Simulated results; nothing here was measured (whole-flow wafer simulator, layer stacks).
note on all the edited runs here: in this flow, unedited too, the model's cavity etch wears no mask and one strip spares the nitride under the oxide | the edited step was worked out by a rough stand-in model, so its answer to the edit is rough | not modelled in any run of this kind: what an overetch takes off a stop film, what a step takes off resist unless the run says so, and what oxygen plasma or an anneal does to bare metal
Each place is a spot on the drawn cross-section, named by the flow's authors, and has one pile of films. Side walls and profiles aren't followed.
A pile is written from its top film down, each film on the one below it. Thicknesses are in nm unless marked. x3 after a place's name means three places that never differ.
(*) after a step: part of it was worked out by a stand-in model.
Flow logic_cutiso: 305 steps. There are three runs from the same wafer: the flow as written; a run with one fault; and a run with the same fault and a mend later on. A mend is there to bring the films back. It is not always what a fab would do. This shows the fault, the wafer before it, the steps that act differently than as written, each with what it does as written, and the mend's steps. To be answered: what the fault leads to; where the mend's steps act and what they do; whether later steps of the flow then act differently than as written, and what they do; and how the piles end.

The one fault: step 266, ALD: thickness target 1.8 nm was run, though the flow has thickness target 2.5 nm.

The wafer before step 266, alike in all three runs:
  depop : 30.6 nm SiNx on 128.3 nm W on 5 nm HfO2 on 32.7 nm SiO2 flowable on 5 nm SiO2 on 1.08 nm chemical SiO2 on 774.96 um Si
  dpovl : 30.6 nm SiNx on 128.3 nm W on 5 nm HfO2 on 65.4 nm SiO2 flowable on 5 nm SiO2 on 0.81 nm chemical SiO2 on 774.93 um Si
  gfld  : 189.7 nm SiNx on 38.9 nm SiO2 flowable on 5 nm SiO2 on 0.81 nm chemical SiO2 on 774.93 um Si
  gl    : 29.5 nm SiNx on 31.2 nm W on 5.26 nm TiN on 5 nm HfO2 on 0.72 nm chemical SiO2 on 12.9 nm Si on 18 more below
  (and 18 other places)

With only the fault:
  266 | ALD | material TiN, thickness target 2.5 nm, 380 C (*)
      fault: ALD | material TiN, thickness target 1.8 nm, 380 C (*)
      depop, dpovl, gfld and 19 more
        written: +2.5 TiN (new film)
        fault: +1.8 TiN (new film)
  Later steps of the flow acting differently than as written:
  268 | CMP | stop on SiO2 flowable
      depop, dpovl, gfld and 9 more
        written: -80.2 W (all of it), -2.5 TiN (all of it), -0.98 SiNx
        fault: -80.2 W (all of it), -1.8 TiN (all of it), -0.98 SiNx
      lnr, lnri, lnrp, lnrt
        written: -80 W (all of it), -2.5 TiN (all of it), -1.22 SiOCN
        fault: -80 W (all of it), -1.8 TiN (all of it), -1.22 SiOCN
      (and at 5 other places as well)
  By the end, the piles at tap depart from the flow's by more than 2% or 0.5 nm, whichever is larger.
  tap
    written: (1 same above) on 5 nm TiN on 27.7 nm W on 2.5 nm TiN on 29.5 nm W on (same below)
    fault: (1 same above) on 5 nm TiN on 28.4 nm W on 1.8 nm TiN on 29.5 nm W on (same below)

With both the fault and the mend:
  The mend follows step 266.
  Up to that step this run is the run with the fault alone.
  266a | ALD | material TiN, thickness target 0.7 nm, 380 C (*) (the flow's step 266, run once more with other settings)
      depop, dpovl, gfld and 19 more
        +0.7 TiN
  Every later step of the flow that is run acts as written at every place that is followed.
  At every place that both follow, the piles at the end match the flow's.
